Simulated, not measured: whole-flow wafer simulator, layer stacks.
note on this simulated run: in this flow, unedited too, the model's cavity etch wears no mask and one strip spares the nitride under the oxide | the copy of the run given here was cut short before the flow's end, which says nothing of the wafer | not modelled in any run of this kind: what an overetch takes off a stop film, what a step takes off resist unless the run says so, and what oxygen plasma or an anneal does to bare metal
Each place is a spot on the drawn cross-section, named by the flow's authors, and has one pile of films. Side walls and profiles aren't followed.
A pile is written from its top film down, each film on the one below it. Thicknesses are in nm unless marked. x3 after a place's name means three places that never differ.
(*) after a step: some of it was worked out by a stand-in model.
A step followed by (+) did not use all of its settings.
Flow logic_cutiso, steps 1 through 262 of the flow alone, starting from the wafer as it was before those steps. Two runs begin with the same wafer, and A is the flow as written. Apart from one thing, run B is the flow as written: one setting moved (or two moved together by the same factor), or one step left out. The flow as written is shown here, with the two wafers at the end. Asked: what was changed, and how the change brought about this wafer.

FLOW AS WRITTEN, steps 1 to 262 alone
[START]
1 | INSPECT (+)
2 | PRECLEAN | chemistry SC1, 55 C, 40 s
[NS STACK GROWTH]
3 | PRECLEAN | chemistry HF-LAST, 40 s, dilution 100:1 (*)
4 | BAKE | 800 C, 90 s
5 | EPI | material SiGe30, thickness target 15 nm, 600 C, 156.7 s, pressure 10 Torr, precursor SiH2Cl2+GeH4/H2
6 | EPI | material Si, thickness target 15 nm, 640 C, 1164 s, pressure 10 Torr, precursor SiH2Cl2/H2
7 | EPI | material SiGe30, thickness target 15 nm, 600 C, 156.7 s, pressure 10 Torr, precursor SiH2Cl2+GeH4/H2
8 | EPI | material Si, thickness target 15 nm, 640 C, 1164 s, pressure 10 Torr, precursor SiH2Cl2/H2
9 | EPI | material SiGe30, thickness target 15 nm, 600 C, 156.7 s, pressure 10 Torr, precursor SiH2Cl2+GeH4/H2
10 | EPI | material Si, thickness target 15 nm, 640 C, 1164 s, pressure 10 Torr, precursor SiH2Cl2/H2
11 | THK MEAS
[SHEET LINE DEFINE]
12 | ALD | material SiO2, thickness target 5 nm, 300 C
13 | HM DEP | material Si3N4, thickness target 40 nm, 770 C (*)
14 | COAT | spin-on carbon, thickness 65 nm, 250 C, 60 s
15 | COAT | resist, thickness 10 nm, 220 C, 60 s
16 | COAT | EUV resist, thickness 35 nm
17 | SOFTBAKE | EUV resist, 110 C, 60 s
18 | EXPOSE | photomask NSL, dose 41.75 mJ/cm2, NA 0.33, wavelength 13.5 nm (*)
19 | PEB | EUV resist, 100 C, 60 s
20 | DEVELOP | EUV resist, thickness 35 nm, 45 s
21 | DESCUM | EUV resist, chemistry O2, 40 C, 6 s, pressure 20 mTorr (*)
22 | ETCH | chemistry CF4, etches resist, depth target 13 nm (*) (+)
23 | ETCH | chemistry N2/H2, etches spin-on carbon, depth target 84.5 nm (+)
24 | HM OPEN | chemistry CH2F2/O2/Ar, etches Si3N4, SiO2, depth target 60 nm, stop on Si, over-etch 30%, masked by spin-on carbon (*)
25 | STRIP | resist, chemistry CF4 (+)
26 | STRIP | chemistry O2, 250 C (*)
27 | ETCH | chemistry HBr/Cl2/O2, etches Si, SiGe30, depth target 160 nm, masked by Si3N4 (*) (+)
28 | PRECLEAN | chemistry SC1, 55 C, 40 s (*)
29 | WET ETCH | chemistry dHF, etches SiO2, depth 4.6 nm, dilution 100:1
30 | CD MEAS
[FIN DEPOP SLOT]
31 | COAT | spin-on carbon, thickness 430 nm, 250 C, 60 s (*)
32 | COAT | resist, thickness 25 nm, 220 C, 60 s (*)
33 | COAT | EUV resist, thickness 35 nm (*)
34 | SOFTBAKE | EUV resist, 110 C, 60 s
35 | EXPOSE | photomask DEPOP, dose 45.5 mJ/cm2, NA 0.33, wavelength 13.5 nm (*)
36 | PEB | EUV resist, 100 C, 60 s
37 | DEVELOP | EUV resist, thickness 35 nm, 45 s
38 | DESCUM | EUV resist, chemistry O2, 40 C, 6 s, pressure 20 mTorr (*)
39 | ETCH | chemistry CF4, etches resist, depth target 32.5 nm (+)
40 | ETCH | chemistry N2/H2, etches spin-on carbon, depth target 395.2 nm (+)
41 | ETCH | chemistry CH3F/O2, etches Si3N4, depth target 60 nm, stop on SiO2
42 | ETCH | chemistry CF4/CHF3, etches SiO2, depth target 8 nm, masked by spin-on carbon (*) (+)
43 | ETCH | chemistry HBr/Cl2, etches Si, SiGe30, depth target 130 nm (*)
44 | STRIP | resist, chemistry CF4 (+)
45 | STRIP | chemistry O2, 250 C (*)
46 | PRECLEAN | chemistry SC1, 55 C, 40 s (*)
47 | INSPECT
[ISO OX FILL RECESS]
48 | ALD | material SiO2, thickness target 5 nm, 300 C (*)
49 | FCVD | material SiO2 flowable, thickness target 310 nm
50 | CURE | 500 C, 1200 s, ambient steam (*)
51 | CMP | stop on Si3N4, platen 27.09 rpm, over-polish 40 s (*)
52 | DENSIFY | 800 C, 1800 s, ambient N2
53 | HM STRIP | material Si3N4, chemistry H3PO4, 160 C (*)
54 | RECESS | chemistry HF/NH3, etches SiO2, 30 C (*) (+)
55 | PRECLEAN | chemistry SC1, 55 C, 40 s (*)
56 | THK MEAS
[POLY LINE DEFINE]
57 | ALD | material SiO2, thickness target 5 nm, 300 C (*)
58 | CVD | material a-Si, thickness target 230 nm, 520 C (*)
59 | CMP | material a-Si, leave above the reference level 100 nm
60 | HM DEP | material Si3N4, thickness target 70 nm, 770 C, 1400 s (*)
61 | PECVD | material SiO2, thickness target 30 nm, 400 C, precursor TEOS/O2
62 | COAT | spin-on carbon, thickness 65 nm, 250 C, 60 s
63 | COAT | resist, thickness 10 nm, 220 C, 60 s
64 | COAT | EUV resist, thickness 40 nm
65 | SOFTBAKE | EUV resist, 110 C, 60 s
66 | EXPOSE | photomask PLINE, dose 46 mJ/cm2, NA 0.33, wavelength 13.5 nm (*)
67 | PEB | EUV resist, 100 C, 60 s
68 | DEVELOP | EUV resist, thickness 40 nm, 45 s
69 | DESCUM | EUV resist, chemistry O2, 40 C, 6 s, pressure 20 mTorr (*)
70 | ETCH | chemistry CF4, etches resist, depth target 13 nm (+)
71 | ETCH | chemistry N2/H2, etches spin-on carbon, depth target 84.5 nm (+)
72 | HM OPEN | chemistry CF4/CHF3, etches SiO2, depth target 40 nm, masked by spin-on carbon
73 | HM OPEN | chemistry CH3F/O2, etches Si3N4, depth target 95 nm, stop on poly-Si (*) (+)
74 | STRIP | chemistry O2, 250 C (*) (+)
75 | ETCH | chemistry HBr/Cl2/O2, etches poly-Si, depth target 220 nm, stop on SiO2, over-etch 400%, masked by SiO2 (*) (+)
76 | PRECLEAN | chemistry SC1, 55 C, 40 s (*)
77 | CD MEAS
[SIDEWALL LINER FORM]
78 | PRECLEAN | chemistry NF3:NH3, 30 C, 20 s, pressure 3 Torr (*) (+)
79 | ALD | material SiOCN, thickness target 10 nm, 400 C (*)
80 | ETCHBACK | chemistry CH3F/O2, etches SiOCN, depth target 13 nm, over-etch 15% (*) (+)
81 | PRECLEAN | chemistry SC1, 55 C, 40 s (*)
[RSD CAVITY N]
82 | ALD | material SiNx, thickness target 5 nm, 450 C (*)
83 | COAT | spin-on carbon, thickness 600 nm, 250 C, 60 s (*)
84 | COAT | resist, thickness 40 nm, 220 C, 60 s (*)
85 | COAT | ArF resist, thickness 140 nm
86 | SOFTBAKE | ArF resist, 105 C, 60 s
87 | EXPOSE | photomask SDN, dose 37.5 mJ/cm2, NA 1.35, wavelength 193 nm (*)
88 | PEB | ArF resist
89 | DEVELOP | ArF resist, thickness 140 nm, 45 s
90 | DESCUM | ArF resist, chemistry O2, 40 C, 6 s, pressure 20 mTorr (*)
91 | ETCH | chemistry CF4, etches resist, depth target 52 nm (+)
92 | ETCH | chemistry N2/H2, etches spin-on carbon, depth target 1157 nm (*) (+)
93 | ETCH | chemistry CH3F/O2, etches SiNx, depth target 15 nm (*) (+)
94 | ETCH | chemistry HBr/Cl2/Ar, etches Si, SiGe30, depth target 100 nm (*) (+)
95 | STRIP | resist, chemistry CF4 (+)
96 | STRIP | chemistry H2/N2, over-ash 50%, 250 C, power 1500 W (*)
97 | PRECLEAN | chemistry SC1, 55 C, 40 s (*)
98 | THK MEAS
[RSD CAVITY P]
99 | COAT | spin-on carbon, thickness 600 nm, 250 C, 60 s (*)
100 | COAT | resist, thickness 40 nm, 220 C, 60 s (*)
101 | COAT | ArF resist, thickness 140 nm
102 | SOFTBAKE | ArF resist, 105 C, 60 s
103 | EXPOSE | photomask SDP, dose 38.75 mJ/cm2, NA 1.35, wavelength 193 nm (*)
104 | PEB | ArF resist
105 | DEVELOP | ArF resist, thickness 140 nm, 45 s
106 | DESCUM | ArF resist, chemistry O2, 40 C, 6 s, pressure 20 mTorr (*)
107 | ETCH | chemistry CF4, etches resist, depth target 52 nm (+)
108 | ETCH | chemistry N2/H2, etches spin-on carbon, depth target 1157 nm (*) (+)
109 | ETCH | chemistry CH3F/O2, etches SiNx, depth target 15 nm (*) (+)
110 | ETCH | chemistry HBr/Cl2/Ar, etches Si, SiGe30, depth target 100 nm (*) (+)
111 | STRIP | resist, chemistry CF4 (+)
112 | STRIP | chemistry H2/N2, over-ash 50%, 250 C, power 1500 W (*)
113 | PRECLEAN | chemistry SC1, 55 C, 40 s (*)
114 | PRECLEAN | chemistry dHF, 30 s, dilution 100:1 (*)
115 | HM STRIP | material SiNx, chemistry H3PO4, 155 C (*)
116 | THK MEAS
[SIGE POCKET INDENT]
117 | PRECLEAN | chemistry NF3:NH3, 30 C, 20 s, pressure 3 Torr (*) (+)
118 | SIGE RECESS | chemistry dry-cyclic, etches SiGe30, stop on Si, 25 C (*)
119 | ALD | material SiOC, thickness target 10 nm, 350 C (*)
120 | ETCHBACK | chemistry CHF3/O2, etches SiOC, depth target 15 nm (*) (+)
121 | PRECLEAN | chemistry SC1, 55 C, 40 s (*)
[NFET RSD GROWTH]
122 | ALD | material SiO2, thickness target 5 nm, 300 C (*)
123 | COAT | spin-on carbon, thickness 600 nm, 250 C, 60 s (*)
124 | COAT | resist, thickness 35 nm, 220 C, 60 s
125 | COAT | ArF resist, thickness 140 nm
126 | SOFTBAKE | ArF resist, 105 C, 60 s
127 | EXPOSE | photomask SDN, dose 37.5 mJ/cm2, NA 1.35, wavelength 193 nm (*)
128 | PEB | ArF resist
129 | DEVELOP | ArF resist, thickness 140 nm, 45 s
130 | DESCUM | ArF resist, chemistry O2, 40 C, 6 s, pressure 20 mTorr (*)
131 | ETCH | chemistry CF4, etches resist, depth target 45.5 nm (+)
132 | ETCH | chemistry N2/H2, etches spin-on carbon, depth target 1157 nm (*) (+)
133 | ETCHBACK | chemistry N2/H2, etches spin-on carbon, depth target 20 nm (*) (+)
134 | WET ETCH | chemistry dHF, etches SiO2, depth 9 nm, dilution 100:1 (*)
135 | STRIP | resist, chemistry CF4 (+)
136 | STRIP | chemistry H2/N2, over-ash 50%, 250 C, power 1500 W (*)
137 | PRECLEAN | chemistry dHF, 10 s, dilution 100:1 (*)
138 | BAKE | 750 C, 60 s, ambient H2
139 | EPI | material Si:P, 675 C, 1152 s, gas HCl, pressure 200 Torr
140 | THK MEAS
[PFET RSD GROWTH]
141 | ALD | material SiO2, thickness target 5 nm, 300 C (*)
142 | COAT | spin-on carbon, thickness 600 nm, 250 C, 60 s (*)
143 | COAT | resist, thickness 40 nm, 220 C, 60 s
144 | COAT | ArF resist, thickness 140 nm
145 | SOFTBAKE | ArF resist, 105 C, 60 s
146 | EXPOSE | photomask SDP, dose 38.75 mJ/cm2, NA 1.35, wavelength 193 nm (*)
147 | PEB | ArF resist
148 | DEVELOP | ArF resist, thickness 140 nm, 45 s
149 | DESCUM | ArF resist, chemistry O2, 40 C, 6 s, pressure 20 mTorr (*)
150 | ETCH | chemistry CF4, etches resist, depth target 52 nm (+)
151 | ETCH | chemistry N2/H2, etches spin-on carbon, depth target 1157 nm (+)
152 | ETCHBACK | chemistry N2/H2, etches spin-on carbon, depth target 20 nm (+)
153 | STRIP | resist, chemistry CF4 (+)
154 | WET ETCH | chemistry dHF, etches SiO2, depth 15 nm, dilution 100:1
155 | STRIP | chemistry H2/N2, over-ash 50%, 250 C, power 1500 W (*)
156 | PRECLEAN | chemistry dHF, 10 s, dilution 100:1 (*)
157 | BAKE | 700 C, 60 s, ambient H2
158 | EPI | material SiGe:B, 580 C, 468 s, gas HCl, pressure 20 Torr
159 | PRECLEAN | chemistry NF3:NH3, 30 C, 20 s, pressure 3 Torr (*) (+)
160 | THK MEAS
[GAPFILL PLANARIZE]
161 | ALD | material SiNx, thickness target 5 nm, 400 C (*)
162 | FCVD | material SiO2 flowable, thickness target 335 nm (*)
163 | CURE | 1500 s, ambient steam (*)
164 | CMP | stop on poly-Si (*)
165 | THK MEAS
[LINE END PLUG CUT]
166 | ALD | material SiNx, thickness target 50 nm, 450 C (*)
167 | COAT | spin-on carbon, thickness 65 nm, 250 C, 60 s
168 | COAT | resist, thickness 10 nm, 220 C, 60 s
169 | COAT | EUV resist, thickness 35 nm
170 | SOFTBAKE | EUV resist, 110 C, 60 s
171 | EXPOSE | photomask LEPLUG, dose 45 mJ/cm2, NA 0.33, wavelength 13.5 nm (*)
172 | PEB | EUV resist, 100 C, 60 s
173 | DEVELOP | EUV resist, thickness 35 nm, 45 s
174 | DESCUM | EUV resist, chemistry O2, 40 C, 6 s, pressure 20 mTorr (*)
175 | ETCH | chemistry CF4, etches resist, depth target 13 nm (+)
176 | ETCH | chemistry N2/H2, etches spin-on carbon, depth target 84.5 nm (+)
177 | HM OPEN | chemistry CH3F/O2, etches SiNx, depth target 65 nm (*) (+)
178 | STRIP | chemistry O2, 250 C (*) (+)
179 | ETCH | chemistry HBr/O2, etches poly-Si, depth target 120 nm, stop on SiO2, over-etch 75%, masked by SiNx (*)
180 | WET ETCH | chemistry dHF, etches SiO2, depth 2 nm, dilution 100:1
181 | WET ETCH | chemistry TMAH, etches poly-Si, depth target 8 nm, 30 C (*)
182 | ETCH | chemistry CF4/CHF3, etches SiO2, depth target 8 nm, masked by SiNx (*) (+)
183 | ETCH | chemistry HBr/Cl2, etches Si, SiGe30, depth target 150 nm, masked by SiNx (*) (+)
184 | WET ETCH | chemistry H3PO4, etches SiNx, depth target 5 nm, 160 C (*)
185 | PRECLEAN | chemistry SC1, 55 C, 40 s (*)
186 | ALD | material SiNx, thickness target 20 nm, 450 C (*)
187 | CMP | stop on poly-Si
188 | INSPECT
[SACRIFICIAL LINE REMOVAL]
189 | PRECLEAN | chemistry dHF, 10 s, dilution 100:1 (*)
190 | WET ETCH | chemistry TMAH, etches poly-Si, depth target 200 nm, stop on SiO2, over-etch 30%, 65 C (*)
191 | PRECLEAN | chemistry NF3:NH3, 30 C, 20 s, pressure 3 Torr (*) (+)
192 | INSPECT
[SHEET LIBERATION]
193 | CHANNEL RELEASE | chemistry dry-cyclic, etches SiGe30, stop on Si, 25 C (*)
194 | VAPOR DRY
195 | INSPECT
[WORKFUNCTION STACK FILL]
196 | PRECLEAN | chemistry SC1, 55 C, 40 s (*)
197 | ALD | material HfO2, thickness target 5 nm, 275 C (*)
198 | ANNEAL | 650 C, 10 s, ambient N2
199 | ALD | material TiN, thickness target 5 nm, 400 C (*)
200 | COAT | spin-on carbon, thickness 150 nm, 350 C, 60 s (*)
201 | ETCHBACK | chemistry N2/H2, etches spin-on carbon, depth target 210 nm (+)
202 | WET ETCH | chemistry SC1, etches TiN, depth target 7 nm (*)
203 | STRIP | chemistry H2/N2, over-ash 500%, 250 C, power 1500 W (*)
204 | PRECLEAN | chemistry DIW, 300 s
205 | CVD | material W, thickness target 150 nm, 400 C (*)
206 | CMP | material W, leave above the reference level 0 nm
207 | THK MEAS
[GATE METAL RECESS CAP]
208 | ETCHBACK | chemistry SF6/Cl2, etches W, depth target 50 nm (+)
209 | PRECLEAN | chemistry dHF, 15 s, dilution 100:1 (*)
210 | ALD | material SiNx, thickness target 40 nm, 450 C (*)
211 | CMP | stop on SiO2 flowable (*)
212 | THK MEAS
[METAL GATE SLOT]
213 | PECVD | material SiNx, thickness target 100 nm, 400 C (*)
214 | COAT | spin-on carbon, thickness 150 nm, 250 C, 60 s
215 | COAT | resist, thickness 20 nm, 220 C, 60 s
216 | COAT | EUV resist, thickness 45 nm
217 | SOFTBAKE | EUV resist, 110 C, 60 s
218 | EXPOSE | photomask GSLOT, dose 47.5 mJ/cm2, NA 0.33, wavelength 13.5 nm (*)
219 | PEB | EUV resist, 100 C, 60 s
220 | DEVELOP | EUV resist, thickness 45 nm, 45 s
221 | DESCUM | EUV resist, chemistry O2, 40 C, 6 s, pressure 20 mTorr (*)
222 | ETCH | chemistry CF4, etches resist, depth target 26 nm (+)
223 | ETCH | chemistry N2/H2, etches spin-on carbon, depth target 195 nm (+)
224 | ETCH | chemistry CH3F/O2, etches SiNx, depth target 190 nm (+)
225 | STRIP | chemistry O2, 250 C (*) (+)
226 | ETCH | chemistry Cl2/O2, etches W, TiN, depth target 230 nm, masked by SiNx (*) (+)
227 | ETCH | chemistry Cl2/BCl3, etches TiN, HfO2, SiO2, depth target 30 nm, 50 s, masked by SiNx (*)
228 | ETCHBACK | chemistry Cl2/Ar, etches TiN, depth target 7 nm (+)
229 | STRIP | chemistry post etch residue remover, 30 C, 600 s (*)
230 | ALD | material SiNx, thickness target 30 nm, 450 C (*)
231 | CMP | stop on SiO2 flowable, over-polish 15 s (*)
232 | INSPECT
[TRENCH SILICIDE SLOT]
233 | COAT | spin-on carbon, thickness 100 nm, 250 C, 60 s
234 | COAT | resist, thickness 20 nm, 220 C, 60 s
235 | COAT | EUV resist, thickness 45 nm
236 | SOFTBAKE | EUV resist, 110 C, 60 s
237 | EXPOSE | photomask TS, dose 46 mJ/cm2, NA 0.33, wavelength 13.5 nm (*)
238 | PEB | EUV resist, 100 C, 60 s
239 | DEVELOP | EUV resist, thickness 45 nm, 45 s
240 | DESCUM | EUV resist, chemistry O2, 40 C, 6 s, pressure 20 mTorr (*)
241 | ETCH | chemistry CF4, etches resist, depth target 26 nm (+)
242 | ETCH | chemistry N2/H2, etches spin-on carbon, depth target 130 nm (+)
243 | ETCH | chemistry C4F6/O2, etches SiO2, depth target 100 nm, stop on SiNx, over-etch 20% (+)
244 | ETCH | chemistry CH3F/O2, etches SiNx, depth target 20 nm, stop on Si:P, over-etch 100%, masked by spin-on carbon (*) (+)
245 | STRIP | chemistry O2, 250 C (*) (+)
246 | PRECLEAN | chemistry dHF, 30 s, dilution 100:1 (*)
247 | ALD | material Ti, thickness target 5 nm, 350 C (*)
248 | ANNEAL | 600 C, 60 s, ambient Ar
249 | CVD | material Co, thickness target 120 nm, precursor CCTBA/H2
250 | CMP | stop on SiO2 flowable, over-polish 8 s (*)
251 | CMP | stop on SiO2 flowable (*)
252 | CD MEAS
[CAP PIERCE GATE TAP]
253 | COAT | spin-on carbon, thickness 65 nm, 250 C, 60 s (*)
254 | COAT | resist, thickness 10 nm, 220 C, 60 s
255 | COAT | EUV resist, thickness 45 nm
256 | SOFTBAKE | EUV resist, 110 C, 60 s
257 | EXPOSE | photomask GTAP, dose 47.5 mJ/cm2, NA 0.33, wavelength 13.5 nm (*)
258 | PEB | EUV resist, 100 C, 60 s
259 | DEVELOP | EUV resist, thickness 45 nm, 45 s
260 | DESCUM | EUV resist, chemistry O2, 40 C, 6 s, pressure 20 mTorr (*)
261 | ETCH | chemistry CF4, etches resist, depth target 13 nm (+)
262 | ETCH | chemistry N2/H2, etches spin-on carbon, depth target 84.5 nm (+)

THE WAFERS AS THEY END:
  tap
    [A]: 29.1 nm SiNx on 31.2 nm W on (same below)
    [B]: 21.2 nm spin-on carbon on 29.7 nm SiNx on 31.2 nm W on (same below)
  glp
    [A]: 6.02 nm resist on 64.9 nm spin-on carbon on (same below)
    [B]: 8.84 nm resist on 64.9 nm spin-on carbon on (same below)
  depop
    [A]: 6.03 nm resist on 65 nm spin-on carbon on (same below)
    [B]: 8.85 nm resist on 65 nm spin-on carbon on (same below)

Cause: step 262, ETCH: depth target 42.2 nm was run, while the flow as written has depth target 84.5 nm.

The path from the change to this, step by step:
  262 | ETCH | chemistry N2/H2, etches spin-on carbon, depth target 84.5 nm (+)
      tap: A spin-on carbon loses 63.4 (all of it), SiNx loses 0.59 | B spin-on carbon loses 42.2
      depop, dpovl, gfld and 18 more: A EUV resist loses 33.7 (all of it), resist loses 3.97 | B EUV resist loses 33.7 (all of it), resist loses 1.15
